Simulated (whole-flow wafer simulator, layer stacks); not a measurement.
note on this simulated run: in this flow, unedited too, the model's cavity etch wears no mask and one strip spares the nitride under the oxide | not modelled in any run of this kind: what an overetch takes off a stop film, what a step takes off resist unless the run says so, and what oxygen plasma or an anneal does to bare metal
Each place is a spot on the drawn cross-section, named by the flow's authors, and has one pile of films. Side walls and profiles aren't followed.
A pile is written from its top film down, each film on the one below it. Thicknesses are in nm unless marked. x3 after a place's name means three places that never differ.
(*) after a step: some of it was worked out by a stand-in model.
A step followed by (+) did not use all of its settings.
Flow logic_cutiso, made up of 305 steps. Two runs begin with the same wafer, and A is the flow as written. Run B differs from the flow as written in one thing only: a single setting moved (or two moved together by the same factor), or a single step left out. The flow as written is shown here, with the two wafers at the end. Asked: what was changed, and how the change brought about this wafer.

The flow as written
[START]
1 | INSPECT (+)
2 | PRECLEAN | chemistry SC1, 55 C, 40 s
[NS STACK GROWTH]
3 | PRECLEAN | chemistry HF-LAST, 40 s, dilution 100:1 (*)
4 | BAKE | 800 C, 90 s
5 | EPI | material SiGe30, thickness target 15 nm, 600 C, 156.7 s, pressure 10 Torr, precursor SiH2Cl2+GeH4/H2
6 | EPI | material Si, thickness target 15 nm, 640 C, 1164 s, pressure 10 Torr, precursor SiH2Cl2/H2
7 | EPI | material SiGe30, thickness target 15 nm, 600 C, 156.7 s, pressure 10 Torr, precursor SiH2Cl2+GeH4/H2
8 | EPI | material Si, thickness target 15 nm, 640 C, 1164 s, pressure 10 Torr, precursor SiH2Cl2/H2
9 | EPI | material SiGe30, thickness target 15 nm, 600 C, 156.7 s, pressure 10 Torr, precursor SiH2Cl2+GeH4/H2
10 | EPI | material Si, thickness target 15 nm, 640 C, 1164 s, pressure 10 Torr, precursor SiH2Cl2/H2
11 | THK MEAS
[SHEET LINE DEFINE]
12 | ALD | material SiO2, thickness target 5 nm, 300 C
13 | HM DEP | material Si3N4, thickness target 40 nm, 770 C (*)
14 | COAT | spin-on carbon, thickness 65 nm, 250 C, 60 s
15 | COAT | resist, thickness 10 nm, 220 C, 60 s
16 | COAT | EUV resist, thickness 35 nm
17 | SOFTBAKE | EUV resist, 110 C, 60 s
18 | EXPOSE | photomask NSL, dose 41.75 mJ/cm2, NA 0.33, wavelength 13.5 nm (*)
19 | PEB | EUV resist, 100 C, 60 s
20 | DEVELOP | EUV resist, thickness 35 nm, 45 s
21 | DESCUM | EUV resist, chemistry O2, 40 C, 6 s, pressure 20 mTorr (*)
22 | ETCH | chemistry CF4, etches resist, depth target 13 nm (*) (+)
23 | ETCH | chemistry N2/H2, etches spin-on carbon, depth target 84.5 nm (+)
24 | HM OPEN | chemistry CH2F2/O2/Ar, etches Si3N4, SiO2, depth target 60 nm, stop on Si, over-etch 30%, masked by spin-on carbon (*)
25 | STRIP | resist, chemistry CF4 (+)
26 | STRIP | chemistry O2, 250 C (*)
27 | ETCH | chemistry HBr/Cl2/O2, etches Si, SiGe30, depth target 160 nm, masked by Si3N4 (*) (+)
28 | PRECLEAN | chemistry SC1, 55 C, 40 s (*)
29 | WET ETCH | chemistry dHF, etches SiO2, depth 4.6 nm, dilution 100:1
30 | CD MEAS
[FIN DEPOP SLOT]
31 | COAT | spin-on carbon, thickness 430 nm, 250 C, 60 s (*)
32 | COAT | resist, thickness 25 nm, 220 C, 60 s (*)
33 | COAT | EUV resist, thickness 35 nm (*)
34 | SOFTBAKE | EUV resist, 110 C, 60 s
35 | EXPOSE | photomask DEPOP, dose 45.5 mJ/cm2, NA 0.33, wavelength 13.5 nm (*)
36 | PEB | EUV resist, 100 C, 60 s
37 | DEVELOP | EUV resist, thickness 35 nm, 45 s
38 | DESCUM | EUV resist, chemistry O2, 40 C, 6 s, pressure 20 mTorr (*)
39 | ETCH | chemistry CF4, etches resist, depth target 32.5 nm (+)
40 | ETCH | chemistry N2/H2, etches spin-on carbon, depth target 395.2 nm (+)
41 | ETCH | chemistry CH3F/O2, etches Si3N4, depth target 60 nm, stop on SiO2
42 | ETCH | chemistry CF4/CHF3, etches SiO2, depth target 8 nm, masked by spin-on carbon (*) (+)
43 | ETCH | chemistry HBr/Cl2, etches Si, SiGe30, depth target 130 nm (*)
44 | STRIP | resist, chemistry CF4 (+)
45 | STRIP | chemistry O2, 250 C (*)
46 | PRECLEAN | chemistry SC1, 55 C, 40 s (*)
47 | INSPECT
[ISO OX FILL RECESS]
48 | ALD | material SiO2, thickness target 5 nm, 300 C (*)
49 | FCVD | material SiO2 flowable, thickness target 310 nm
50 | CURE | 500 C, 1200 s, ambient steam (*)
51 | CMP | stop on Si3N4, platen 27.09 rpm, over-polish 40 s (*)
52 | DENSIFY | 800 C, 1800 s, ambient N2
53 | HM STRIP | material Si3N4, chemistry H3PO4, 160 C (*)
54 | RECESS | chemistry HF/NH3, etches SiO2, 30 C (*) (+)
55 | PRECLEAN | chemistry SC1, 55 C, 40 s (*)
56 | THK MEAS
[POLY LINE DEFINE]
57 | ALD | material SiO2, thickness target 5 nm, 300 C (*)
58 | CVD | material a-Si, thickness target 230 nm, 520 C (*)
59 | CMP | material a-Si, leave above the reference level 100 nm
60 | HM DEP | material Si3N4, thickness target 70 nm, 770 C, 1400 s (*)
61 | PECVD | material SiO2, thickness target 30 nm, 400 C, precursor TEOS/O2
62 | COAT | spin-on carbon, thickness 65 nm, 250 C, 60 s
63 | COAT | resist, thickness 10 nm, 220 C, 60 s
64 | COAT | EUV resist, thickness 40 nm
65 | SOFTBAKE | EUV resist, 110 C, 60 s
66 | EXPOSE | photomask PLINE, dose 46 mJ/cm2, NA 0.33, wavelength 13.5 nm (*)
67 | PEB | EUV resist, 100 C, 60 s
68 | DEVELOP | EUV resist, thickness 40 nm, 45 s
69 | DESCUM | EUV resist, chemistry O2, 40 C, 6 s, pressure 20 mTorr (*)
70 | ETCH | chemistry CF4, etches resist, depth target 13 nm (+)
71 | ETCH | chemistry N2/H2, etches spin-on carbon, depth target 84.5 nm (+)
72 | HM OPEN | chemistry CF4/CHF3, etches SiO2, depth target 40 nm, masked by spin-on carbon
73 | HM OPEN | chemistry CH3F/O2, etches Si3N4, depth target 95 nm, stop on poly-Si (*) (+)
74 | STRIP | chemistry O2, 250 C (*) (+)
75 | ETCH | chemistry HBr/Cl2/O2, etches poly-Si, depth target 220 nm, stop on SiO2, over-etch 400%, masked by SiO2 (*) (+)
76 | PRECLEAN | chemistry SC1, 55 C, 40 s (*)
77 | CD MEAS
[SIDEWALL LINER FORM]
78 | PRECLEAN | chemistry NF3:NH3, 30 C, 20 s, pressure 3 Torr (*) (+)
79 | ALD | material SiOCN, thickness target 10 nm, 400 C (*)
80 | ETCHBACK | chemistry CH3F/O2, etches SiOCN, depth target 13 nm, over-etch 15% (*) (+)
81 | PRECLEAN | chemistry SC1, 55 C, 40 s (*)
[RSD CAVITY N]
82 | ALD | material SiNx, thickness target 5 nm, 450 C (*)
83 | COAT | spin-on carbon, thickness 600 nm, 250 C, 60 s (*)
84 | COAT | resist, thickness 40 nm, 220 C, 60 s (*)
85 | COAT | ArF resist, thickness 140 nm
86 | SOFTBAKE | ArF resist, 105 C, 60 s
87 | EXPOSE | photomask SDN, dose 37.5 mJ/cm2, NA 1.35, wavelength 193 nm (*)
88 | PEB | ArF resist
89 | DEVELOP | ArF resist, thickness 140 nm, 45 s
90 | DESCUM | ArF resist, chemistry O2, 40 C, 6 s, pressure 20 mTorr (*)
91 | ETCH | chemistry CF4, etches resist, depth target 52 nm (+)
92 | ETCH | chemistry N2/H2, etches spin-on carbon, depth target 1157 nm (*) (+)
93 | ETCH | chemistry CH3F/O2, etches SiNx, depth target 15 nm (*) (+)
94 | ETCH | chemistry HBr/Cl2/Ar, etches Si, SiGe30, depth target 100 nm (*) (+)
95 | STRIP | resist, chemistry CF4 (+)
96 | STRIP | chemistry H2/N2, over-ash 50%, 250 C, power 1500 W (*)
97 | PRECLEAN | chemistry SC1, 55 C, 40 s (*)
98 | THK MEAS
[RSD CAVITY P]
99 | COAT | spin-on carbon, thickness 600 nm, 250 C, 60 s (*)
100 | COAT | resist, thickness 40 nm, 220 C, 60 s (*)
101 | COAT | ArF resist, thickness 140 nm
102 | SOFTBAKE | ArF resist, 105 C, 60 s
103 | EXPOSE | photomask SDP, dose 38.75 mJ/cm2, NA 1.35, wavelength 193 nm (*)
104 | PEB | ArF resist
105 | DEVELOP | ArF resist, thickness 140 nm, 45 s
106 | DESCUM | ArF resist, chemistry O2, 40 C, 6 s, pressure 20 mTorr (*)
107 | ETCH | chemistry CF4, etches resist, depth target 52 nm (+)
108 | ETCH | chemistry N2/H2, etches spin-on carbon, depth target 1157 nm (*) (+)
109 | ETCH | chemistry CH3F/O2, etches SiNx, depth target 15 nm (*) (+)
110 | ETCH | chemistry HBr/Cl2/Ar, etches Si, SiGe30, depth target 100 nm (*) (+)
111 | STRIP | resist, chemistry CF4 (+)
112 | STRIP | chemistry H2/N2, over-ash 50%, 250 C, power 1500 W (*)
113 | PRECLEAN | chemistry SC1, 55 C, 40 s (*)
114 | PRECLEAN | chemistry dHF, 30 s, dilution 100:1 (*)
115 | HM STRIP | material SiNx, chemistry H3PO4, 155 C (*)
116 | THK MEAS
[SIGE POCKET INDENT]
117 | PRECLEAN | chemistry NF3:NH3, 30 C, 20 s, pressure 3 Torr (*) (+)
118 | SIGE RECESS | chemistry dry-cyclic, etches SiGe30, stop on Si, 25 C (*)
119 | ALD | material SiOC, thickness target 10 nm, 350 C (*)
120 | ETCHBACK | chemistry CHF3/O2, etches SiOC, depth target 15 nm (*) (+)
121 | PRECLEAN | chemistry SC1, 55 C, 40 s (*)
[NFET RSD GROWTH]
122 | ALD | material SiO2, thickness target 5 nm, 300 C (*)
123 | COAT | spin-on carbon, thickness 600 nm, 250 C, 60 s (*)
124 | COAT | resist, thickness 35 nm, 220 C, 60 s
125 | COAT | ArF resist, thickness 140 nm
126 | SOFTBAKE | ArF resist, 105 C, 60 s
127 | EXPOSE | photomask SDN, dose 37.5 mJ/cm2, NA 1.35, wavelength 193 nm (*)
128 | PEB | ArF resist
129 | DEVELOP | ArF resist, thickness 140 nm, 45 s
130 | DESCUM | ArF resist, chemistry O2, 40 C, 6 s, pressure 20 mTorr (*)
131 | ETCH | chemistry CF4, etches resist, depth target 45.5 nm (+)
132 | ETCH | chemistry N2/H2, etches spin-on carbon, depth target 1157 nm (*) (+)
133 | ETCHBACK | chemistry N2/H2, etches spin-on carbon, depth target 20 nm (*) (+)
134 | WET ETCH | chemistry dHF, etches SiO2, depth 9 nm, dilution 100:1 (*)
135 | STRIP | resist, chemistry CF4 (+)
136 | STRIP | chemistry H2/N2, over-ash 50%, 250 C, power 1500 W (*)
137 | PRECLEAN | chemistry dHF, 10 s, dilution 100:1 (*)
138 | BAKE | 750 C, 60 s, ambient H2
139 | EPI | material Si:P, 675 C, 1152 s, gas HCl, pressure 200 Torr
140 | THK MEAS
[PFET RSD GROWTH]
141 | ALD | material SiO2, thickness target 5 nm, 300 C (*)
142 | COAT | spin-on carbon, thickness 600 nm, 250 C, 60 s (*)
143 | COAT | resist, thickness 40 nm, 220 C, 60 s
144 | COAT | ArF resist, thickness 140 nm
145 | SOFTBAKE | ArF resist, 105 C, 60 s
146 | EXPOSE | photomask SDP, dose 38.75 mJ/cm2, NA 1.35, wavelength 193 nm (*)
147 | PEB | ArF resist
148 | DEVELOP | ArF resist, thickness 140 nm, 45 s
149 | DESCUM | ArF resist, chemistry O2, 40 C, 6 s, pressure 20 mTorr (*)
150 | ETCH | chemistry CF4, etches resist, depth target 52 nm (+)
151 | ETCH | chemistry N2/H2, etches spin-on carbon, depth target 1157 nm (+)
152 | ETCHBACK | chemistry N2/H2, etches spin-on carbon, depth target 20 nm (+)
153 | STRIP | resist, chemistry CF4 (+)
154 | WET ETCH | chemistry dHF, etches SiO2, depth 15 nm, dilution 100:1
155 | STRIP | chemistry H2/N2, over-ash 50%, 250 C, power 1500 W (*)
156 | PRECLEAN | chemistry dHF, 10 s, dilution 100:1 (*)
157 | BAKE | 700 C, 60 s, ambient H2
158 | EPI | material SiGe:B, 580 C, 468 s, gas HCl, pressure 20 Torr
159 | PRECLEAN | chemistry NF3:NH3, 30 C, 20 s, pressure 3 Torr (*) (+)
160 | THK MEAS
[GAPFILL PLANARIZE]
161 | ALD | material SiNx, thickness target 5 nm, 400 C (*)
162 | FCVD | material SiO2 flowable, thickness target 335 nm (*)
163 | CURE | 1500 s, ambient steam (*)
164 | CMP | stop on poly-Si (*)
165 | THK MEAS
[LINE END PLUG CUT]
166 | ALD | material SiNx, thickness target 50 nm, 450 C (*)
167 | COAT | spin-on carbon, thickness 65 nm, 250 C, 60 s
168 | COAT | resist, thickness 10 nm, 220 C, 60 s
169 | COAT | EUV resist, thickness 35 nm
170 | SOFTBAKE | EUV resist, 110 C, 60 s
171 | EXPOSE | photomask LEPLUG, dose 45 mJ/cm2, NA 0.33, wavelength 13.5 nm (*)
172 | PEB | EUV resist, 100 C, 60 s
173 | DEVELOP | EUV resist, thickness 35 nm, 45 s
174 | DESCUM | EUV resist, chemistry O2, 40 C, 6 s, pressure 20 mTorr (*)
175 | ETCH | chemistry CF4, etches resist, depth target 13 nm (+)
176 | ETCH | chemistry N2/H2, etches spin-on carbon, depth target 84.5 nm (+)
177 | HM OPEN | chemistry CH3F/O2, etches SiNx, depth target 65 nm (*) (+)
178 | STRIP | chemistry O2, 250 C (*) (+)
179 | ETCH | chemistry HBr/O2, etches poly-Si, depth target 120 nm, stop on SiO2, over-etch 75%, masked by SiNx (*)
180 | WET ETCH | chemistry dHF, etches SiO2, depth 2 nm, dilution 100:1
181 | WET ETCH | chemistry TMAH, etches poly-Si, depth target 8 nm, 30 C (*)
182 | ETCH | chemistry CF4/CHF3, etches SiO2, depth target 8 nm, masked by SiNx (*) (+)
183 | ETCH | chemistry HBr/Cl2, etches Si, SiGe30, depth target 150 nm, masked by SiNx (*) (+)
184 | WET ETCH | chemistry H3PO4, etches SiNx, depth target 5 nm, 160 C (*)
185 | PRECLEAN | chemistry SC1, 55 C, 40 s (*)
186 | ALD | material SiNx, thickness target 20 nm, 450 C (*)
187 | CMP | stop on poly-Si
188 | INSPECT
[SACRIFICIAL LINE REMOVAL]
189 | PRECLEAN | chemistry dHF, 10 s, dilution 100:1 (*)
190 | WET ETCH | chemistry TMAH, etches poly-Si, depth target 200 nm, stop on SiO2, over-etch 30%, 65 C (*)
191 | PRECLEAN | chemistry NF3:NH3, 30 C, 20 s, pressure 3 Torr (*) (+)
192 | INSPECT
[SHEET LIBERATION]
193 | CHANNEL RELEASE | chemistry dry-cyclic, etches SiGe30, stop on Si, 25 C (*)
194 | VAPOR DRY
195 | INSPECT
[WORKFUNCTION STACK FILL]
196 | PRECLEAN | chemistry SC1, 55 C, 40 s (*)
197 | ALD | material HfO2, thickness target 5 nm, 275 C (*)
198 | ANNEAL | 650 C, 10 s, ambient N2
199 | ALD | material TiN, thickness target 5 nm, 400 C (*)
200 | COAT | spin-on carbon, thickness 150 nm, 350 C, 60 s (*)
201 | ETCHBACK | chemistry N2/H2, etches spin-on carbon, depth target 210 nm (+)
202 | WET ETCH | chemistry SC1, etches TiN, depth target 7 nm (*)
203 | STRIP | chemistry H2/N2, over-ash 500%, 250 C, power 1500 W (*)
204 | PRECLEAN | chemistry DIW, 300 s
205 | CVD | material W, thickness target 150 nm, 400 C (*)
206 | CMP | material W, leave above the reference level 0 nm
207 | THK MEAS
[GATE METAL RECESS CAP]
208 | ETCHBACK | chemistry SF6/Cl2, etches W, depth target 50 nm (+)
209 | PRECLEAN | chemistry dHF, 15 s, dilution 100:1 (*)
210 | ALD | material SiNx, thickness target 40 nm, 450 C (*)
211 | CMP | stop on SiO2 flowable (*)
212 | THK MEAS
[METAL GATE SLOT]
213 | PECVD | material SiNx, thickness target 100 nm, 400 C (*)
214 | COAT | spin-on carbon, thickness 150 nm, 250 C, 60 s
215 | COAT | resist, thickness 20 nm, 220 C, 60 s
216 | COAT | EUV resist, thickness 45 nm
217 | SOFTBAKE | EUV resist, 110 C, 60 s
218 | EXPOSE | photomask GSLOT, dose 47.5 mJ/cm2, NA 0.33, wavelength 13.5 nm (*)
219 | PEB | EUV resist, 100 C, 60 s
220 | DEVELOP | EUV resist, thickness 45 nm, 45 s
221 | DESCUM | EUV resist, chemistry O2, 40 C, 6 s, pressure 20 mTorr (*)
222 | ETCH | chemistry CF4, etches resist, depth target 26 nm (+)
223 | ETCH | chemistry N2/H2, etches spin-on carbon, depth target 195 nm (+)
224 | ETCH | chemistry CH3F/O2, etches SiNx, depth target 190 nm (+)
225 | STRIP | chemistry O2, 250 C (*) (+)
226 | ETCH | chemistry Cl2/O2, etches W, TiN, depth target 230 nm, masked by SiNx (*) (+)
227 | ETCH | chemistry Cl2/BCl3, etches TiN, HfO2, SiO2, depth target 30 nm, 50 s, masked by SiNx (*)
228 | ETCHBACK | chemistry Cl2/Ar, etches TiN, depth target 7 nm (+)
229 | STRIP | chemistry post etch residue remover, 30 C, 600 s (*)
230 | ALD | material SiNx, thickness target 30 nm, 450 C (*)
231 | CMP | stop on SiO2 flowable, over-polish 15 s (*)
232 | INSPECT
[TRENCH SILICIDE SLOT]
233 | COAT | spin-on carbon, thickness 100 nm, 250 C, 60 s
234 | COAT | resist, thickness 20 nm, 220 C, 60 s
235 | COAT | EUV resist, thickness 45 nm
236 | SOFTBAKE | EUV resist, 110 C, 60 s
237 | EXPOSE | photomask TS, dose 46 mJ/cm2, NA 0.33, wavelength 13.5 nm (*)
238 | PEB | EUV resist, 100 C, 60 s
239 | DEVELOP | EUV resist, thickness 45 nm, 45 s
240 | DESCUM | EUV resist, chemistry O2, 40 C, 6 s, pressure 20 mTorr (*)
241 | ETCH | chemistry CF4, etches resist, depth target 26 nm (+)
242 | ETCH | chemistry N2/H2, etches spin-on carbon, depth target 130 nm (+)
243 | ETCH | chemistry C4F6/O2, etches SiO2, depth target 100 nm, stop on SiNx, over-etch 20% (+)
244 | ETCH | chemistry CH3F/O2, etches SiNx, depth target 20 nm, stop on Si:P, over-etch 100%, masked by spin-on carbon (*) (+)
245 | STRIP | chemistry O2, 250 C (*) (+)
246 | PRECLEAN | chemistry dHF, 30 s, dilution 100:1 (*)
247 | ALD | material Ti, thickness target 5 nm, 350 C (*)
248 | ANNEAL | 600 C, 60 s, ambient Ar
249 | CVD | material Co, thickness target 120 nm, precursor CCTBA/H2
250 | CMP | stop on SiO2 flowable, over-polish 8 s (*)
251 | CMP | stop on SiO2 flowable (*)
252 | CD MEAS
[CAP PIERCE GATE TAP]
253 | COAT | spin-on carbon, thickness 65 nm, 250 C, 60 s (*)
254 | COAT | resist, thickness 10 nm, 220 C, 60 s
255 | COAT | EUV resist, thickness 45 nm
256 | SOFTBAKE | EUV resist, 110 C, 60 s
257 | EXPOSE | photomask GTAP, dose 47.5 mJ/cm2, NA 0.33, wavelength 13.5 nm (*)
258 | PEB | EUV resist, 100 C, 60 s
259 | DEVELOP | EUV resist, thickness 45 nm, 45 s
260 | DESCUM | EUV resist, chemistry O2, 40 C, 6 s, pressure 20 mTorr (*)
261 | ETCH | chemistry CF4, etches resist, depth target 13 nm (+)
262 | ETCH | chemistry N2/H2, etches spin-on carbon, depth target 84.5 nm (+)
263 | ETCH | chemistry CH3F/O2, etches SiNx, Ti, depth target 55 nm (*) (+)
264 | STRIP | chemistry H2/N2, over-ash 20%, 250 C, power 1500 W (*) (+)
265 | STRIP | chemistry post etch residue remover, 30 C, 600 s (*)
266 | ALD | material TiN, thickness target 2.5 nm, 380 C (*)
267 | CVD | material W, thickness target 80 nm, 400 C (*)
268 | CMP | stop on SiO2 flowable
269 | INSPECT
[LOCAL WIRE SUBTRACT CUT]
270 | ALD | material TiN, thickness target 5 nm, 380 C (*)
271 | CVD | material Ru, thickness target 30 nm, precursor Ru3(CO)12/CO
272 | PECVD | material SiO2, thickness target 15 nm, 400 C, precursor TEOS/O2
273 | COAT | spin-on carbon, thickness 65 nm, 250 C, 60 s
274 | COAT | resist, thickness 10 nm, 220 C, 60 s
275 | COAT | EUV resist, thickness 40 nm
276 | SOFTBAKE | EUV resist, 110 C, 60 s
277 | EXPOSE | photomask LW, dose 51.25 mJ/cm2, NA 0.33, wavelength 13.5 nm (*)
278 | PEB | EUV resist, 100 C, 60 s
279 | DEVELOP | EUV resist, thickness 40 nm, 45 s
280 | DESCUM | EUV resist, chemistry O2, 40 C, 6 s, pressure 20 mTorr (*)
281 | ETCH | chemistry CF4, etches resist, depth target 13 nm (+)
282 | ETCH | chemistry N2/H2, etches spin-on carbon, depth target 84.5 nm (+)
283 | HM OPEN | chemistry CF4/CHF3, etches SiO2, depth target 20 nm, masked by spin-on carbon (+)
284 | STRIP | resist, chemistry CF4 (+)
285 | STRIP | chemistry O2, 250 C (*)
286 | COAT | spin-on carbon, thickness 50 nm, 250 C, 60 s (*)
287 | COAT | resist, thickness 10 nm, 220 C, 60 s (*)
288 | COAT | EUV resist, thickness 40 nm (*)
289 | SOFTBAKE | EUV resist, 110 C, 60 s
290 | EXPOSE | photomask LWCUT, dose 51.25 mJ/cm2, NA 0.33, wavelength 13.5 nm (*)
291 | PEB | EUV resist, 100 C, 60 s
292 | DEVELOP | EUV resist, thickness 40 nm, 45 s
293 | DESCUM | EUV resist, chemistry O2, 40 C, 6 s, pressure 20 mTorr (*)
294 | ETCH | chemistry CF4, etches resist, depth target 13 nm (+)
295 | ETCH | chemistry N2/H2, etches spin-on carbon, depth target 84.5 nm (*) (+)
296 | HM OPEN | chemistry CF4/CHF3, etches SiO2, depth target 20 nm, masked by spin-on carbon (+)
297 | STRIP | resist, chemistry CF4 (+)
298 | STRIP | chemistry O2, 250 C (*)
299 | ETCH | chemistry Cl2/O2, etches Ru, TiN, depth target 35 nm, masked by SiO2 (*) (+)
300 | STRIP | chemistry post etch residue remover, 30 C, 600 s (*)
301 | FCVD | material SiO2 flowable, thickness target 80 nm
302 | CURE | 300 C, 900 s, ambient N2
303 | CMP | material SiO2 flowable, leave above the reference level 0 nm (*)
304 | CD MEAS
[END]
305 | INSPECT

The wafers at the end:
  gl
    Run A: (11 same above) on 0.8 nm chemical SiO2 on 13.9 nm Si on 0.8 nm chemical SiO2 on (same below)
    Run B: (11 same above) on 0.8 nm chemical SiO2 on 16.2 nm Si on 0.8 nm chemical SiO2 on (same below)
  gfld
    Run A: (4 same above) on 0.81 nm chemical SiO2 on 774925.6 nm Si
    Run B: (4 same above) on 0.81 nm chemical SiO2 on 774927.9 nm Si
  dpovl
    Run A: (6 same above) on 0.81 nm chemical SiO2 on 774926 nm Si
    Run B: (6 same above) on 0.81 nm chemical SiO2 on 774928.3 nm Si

The reason: step 8, EPI: 1339 s was run, whereas the flow has 1164 s.

Step by step, how the change led to this:
  8 | EPI | material Si, thickness target 15 nm, 640 C, 1164 s, pressure 10 Torr, precursor SiH2Cl2/H2
      depop, dpovl, gfld and 19 more: A Si gains 15 (new film) | B Si gains 17.3 (new film)
  27 | ETCH | chemistry HBr/Cl2/O2, etches Si, SiGe30, depth target 160 nm, masked by Si3N4 (*) (+)
      gfld, gxf, iso, lnri: A chemical SiO2 loses 0.79 (all of it), Si loses 11.4 (all of it), SiGe30 loses 15 (all of it), Si loses 15 (all of it), SiGe30 loses 15 (all of it), Si loses 15 (all of it), SiGe30 loses 15 (all of it), Si loses 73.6 | B chemical SiO2 loses 0.79 (all of it), Si loses 11.4 (all of it), SiGe30 loses 15 (all of it), Si loses 17.3 (all of it), SiGe30 loses 15 (all of it), Si loses 15 (all of it), SiGe30 loses 15 (all of it), Si loses 71.4
      dpovl, nsgap: A chemical SiO2 loses 0.79 (all of it), Si loses 11.8 (all of it), SiGe30 loses 15 (all of it), Si loses 15 (all of it), SiGe30 loses 15 (all of it), Si loses 15 (all of it), SiGe30 loses 15 (all of it), Si loses 73.2 | B chemical SiO2 loses 0.79 (all of it), Si loses 11.8 (all of it), SiGe30 loses 15 (all of it), Si loses 17.3 (all of it), SiGe30 loses 15 (all of it), Si loses 15 (all of it), SiGe30 loses 15 (all of it), Si loses 71
      (also at 1 further place)
  43 | ETCH | chemistry HBr/Cl2, etches Si, SiGe30, depth target 130 nm (*)
      depop: A Si loses 14 (all of it), SiGe30 loses 15 (all of it), Si loses 15 (all of it), SiGe30 loses 15 (all of it), Si loses 15 (all of it), SiGe30 loses 15 (all of it), Si loses 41 | B Si loses 14 (all of it), SiGe30 loses 15 (all of it), Si loses 17.3 (all of it), SiGe30 loses 15 (all of it), Si loses 15 (all of it), SiGe30 loses 15 (all of it), Si loses 38.7
  94 | ETCH | chemistry HBr/Cl2/Ar, etches Si, SiGe30, depth target 100 nm (*) (+)
      rsdn, rsdx: A chemical SiO2 loses 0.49 (all of it), Si loses 12.8 (all of it), SiGe30 loses 15 (all of it), Si loses 15 (all of it), SiGe30 loses 15 (all of it), Si loses 15 (all of it), SiGe30 loses 15 (all of it), Si loses 12.2 | B chemical SiO2 loses 0.49 (all of it), Si loses 12.8 (all of it), SiGe30 loses 15 (all of it), Si loses 17.3 (all of it), SiGe30 loses 15 (all of it), Si loses 15 (all of it), SiGe30 loses 15 (all of it), Si loses 9.91
  110 | ETCH | chemistry HBr/Cl2/Ar, etches Si, SiGe30, depth target 100 nm (*) (+)
      rsdp, rsdw: A chemical SiO2 loses 0.49 (all of it), Si loses 12.8 (all of it), SiGe30 loses 15 (all of it), Si loses 15 (all of it), SiGe30 loses 15 (all of it), Si loses 15 (all of it), SiGe30 loses 15 (all of it), Si loses 12.2 | B chemical SiO2 loses 0.49 (all of it), Si loses 12.8 (all of it), SiGe30 loses 15 (all of it), Si loses 17.3 (all of it), SiGe30 loses 15 (all of it), Si loses 15 (all of it), SiGe30 loses 15 (all of it), Si loses 9.91
  183 | ETCH | chemistry HBr/Cl2, etches Si, SiGe30, depth target 150 nm, masked by SiNx (*) (+)
      plug: A Si loses 13.6 (all of it), SiGe30 loses 15 (all of it), Si loses 15 (all of it), SiGe30 loses 15 (all of it), Si loses 15 (all of it), SiGe30 loses 15 (all of it), Si loses 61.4 | B Si loses 13.6 (all of it), SiGe30 loses 15 (all of it), Si loses 17.3 (all of it), SiGe30 loses 15 (all of it), Si loses 15 (all of it), SiGe30 loses 15 (all of it), Si loses 59.2
